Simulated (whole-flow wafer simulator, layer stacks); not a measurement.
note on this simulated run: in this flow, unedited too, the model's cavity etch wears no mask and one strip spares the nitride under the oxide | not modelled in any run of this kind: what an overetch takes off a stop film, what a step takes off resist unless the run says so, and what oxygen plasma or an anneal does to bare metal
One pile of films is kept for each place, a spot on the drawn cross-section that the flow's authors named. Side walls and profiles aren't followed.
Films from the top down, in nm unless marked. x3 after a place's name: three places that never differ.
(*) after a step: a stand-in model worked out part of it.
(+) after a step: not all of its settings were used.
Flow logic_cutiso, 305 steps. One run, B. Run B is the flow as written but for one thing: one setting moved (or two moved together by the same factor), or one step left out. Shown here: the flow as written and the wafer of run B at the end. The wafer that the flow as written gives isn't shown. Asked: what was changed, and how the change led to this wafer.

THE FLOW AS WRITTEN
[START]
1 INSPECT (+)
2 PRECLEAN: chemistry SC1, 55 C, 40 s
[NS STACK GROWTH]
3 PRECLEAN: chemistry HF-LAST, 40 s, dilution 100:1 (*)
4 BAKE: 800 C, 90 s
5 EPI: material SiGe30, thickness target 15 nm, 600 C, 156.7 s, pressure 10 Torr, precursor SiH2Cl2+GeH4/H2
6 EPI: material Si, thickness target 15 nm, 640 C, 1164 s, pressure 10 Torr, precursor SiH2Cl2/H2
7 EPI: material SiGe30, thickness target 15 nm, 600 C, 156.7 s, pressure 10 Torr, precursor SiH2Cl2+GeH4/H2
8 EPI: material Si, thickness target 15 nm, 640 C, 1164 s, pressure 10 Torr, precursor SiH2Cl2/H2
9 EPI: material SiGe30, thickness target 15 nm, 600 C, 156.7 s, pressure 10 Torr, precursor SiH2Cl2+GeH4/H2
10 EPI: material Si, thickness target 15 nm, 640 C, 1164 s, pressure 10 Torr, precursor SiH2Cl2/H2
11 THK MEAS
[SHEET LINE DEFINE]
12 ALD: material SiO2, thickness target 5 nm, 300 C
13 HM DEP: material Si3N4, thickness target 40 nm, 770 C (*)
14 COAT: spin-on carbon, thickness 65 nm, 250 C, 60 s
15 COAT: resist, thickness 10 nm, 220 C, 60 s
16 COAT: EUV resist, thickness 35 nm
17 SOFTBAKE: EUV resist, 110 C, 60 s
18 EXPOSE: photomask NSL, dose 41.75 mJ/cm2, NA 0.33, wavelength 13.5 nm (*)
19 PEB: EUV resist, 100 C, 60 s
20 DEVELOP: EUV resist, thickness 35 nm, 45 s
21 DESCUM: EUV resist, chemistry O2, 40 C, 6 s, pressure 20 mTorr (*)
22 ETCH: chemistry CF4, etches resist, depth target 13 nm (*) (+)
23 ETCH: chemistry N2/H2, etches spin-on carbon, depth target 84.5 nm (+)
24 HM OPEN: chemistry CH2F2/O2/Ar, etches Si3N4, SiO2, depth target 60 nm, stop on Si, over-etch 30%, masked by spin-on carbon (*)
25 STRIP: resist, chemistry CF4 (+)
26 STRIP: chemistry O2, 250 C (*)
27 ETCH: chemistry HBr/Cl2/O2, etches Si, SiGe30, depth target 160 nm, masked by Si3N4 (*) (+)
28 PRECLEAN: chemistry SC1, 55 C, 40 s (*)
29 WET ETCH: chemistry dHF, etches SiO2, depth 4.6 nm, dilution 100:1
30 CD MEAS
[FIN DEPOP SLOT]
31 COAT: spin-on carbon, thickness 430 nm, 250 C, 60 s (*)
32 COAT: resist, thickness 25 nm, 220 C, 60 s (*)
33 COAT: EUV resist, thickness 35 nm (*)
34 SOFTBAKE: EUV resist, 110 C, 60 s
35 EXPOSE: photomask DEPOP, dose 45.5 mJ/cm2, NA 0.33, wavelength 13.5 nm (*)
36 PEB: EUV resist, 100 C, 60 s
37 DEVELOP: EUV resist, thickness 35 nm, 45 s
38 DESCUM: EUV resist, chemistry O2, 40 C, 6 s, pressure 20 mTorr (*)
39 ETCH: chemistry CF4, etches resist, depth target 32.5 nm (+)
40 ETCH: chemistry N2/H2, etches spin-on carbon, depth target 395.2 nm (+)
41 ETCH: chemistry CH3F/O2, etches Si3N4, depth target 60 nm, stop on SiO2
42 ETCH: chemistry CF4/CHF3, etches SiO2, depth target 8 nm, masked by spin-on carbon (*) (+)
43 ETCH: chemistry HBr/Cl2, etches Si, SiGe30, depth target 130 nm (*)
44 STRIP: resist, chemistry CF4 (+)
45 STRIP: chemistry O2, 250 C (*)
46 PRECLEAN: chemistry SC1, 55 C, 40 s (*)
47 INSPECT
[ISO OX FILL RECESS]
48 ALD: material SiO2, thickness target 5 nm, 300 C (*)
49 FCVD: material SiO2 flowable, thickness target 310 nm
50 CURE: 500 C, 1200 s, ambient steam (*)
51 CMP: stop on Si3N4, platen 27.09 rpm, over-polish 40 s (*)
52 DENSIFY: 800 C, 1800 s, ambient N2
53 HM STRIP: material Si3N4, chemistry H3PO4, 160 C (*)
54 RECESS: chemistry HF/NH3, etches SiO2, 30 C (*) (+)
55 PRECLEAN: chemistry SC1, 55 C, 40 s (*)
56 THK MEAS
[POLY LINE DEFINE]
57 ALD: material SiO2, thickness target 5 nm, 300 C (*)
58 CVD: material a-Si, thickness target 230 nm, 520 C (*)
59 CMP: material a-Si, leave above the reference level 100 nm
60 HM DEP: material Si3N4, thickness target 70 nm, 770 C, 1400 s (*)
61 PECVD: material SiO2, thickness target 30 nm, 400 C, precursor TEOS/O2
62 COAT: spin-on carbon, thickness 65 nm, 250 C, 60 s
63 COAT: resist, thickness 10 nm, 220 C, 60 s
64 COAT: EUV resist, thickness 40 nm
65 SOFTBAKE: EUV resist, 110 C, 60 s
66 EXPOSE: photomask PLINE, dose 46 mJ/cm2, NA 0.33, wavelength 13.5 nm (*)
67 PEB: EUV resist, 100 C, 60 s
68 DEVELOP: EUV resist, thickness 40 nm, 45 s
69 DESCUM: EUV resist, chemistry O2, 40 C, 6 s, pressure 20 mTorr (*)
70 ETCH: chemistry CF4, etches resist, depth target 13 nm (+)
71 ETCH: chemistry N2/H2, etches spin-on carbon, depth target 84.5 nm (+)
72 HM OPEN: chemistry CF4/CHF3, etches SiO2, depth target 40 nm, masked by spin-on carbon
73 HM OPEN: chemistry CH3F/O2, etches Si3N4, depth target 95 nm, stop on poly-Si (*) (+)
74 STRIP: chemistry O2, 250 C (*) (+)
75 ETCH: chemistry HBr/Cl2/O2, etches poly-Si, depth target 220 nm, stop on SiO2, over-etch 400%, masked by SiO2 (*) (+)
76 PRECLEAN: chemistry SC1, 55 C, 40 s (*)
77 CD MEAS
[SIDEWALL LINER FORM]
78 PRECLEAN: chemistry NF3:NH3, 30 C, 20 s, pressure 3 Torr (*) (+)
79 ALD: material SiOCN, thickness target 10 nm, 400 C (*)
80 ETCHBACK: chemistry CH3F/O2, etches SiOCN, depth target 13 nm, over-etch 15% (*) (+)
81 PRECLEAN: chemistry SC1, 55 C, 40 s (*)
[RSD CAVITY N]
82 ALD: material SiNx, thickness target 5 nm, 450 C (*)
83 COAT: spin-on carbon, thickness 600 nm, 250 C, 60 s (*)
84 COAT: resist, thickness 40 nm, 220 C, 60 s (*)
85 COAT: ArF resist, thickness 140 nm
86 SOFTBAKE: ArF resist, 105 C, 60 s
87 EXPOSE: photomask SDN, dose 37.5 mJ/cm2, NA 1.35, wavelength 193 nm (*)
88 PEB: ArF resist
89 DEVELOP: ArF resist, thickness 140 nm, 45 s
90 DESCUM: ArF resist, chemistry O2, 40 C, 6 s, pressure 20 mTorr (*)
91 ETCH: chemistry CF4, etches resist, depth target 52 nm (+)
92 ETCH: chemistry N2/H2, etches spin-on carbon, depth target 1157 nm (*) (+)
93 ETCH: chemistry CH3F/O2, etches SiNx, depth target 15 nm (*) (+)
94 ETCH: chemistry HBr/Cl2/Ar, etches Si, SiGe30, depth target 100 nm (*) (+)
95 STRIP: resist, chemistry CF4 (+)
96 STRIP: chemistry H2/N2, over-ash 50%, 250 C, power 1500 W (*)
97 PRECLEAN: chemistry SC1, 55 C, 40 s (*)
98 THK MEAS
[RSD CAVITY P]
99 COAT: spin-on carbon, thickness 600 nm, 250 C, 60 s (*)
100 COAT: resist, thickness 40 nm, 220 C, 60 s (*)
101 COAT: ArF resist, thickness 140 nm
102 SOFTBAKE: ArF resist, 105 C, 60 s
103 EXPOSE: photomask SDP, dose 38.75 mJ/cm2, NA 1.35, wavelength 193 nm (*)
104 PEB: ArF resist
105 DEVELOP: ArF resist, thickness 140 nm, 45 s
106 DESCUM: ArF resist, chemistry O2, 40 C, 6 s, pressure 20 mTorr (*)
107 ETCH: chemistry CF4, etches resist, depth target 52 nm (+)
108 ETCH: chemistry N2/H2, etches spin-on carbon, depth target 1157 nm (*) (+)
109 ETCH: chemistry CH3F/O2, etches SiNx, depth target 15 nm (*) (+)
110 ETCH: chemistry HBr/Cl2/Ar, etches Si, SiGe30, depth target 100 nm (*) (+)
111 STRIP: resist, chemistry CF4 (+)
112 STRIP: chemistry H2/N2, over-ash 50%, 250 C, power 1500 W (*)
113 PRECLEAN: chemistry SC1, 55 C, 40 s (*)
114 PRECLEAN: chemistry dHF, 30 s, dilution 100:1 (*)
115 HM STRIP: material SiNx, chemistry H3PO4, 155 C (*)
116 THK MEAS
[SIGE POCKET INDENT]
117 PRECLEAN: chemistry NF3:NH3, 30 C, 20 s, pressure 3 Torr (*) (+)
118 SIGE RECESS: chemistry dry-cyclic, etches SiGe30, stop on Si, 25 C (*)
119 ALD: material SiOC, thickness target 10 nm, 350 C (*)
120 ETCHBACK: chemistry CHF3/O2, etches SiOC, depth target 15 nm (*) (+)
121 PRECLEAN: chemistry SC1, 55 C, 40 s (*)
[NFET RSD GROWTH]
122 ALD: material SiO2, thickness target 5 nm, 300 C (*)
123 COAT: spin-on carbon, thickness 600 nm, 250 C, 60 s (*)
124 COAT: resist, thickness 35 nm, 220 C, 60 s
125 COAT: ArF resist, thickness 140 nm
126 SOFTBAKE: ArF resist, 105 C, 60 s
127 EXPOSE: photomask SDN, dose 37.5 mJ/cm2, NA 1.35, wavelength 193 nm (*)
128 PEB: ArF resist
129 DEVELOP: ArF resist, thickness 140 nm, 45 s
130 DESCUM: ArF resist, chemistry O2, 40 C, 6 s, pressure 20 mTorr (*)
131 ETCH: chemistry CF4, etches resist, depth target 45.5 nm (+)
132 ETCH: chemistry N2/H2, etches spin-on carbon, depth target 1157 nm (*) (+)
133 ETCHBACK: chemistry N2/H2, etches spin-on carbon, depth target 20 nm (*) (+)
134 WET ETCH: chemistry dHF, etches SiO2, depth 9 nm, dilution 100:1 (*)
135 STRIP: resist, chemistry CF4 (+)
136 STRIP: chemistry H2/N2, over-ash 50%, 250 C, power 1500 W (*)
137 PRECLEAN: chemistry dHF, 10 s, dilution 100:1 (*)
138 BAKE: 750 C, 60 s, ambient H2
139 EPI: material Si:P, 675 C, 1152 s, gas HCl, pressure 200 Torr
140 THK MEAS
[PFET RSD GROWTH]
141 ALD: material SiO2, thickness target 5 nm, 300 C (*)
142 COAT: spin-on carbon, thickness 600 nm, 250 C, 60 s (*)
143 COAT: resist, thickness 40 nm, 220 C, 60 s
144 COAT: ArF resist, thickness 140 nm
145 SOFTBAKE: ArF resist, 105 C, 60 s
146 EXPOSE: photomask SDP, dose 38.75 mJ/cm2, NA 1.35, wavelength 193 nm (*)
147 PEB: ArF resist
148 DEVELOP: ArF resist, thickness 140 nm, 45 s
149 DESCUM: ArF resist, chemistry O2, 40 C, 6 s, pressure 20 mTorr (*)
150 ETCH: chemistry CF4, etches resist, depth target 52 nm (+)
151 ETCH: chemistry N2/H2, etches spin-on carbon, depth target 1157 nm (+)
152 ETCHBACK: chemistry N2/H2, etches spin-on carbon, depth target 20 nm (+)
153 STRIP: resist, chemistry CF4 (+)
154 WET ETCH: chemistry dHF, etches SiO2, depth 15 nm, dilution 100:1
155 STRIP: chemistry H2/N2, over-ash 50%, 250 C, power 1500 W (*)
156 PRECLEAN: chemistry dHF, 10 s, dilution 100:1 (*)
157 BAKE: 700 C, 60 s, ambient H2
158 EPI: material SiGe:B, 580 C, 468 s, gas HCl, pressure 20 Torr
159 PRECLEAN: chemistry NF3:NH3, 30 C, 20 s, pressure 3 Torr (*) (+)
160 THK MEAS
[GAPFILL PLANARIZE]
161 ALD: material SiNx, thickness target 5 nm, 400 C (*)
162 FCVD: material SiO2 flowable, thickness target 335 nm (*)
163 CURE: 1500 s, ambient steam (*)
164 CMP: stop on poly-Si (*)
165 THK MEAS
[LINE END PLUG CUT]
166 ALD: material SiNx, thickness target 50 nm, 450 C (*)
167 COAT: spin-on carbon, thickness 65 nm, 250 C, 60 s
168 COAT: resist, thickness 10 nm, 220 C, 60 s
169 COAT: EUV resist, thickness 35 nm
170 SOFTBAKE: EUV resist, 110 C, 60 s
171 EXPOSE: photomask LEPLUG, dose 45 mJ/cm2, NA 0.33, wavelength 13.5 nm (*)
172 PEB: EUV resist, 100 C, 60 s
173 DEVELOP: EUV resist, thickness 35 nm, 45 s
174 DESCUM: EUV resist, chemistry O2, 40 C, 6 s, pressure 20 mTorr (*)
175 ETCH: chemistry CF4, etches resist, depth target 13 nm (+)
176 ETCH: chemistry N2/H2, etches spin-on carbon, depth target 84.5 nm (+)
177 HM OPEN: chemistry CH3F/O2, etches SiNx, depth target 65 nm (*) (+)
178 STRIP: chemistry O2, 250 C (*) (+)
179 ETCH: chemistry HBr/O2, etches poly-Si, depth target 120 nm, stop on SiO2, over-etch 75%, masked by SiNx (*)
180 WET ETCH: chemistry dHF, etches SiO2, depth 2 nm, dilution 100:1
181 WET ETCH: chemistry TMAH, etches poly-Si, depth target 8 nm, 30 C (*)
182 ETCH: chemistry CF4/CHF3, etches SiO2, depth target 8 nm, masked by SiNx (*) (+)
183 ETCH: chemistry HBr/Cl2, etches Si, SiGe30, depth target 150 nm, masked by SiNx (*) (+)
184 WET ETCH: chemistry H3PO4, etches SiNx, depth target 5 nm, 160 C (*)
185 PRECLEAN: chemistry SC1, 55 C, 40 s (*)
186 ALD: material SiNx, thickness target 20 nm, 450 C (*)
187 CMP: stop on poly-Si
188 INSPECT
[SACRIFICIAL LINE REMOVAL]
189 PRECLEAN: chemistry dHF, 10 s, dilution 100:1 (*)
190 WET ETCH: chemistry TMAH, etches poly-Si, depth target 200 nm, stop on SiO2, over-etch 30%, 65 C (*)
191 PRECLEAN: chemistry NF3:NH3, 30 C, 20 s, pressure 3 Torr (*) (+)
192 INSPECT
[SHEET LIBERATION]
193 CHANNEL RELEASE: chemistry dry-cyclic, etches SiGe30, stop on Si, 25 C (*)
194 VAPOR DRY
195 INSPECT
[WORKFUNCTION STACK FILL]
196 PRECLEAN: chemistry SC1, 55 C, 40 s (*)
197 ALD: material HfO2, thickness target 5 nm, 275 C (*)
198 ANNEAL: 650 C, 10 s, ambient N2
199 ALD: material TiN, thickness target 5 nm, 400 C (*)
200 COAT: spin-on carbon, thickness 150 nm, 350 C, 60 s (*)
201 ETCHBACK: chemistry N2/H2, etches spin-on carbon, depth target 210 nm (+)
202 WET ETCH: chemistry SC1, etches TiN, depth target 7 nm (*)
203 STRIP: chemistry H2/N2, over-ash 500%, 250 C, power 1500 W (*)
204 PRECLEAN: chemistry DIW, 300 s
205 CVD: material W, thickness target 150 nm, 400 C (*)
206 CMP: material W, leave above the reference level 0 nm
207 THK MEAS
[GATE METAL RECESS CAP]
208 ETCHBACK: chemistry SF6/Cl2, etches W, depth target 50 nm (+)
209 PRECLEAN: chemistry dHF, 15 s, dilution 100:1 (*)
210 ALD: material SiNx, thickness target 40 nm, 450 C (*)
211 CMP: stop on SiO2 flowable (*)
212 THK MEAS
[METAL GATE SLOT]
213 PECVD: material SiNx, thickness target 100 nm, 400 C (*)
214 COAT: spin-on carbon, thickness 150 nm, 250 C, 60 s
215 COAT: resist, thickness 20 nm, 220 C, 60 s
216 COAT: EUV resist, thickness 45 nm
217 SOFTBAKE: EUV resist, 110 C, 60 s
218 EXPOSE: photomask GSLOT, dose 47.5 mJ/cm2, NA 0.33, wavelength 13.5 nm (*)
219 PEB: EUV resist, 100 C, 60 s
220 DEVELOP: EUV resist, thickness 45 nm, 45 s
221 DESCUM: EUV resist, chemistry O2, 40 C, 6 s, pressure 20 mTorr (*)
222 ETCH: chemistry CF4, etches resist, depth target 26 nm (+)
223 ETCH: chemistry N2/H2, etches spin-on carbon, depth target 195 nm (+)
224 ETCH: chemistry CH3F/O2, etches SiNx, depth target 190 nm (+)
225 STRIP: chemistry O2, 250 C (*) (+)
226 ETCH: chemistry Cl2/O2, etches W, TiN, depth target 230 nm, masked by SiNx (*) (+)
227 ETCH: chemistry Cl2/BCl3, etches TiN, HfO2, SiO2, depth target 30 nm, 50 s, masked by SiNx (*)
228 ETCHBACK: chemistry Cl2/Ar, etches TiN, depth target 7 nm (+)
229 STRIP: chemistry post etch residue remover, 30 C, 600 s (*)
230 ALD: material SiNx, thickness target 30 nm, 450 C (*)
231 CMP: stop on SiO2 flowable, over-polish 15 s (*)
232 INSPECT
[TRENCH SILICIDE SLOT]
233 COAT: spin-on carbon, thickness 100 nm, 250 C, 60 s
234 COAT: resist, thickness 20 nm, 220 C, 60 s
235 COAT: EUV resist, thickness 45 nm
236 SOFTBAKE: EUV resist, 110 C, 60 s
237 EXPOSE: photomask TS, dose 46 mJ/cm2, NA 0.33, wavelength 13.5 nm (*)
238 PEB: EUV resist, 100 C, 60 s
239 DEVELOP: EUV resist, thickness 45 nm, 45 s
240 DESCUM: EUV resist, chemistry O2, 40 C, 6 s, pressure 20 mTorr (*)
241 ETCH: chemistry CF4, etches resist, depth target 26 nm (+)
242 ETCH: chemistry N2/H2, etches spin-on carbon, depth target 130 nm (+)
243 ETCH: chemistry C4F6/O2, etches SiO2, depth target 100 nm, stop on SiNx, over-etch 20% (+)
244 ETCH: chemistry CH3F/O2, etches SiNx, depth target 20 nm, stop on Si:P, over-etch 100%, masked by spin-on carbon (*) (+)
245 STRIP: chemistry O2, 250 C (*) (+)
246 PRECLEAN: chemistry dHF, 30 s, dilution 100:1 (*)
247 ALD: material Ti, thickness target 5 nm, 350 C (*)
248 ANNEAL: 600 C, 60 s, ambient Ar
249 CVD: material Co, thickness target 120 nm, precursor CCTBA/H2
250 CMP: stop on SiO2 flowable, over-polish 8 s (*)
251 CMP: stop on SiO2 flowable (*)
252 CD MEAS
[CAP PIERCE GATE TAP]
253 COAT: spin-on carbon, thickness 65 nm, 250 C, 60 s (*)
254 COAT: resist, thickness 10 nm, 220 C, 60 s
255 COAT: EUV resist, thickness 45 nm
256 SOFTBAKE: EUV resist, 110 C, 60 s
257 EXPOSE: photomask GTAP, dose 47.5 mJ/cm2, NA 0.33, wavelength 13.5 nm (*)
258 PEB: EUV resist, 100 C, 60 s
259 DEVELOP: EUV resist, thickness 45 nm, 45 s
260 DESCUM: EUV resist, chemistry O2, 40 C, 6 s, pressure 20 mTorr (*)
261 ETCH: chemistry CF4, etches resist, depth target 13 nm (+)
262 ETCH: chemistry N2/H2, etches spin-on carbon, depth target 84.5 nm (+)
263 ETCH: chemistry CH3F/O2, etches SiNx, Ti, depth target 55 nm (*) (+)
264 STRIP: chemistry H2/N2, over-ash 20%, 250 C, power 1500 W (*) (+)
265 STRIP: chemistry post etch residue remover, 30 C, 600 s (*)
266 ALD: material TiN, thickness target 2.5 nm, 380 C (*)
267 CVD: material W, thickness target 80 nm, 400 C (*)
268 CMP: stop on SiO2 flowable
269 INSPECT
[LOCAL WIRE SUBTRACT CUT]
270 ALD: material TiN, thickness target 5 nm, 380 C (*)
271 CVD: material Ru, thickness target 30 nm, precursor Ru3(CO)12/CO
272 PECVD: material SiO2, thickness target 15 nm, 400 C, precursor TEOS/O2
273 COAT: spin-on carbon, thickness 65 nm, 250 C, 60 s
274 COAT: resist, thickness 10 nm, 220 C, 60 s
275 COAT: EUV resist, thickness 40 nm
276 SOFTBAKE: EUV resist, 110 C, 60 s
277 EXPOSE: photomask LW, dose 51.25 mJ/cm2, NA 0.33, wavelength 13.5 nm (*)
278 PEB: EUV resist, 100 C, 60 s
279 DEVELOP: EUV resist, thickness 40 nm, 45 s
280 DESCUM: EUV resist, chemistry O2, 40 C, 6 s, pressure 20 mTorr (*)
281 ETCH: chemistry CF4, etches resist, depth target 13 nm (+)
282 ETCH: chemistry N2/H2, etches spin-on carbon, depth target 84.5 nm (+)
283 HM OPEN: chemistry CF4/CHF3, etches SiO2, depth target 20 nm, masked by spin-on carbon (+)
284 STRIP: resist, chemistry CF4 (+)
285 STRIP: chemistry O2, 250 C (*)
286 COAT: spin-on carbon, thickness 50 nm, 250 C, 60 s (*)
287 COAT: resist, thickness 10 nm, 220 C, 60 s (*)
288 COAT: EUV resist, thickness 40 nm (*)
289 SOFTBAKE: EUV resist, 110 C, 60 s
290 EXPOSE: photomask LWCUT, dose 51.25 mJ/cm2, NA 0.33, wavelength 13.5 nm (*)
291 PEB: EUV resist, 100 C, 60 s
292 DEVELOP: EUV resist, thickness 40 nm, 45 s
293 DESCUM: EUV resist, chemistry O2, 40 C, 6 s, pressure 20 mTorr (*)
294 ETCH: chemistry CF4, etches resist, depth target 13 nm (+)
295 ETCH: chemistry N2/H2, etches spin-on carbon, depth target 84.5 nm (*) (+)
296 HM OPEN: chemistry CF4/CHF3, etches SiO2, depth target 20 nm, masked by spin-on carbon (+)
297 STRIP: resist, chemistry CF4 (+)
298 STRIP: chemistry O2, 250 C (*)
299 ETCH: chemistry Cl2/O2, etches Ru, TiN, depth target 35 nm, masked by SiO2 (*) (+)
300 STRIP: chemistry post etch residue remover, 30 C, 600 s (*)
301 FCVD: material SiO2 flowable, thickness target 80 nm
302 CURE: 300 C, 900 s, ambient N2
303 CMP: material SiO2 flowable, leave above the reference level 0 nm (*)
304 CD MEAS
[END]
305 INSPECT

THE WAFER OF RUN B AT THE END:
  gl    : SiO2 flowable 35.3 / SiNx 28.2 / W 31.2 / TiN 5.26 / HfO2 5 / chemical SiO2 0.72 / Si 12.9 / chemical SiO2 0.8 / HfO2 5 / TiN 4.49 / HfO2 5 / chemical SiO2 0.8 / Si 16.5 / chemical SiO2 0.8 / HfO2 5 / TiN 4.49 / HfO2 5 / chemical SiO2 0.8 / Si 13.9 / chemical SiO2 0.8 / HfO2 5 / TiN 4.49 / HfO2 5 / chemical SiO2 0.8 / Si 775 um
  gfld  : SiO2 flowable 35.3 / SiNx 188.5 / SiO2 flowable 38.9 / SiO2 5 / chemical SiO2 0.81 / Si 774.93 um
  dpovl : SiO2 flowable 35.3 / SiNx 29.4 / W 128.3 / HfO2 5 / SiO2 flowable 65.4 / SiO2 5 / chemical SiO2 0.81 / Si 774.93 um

The cause: step 8, EPI: thickness target 17.6 nm was run, where the flow has thickness target 15 nm; step 8, EPI: 1368 s was run, where the flow has 1164 s.

How the change led to this, step by step:
  8 EPI: material Si, thickness target 15 nm, 640 C, 1164 s, pressure 10 Torr, precursor SiH2Cl2/H2
      depop, dpovl, gfld and 19 more: Si +17.6 (new film) (as written it would be: Si +15 (new film))
  27 ETCH: chemistry HBr/Cl2/O2, etches Si, SiGe30, depth target 160 nm, masked by Si3N4 (*) (+)
      gfld, gxf, iso, lnri: chemical SiO2 -0.79 (all of it), Si -11.4 (all of it), SiGe30 -15 (all of it), Si -17.6 (all of it), SiGe30 -15 (all of it), Si -15 (all of it), SiGe30 -15 (all of it), Si -71 (as written it would be: chemical SiO2 -0.79 (all of it), Si -11.4 (all of it), SiGe30 -15 (all of it), Si -15 (all of it), SiGe30 -15 (all of it), Si -15 (all of it), SiGe30 -15 (all of it), Si -73.6)
      dpovl, nsgap: chemical SiO2 -0.79 (all of it), Si -11.8 (all of it), SiGe30 -15 (all of it), Si -17.6 (all of it), SiGe30 -15 (all of it), Si -15 (all of it), SiGe30 -15 (all of it), Si -70.6 (as written it would be: chemical SiO2 -0.79 (all of it), Si -11.8 (all of it), SiGe30 -15 (all of it), Si -15 (all of it), SiGe30 -15 (all of it), Si -15 (all of it), SiGe30 -15 (all of it), Si -73.2)
      (and at 1 more place)
  43 ETCH: chemistry HBr/Cl2, etches Si, SiGe30, depth target 130 nm (*)
      depop: Si -14 (all of it), SiGe30 -15 (all of it), Si -17.6 (all of it), SiGe30 -15 (all of it), Si -15 (all of it), SiGe30 -15 (all of it), Si -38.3 (as written it would be: Si -14 (all of it), SiGe30 -15 (all of it), Si -15 (all of it), SiGe30 -15 (all of it), Si -15 (all of it), SiGe30 -15 (all of it), Si -41)
  94 ETCH: chemistry HBr/Cl2/Ar, etches Si, SiGe30, depth target 100 nm (*) (+)
      rsdn, rsdx: chemical SiO2 -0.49 (all of it), Si -12.8 (all of it), SiGe30 -15 (all of it), Si -17.6 (all of it), SiGe30 -15 (all of it), Si -15 (all of it), SiGe30 -15 (all of it), Si -9.54 (as written it would be: chemical SiO2 -0.49 (all of it), Si -12.8 (all of it), SiGe30 -15 (all of it), Si -15 (all of it), SiGe30 -15 (all of it), Si -15 (all of it), SiGe30 -15 (all of it), Si -12.2)
  110 ETCH: chemistry HBr/Cl2/Ar, etches Si, SiGe30, depth target 100 nm (*) (+)
      rsdp, rsdw: chemical SiO2 -0.49 (all of it), Si -12.8 (all of it), SiGe30 -15 (all of it), Si -17.6 (all of it), SiGe30 -15 (all of it), Si -15 (all of it), SiGe30 -15 (all of it), Si -9.54 (as written it would be: chemical SiO2 -0.49 (all of it), Si -12.8 (all of it), SiGe30 -15 (all of it), Si -15 (all of it), SiGe30 -15 (all of it), Si -15 (all of it), SiGe30 -15 (all of it), Si -12.2)
  183 ETCH: chemistry HBr/Cl2, etches Si, SiGe30, depth target 150 nm, masked by SiNx (*) (+)
      plug: Si -13.6 (all of it), SiGe30 -15 (all of it), Si -17.6 (all of it), SiGe30 -15 (all of it), Si -15 (all of it), SiGe30 -15 (all of it), Si -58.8 (as written it would be: Si -13.6 (all of it), SiGe30 -15 (all of it), Si -15 (all of it), SiGe30 -15 (all of it), Si -15 (all of it), SiGe30 -15 (all of it), Si -61.4)
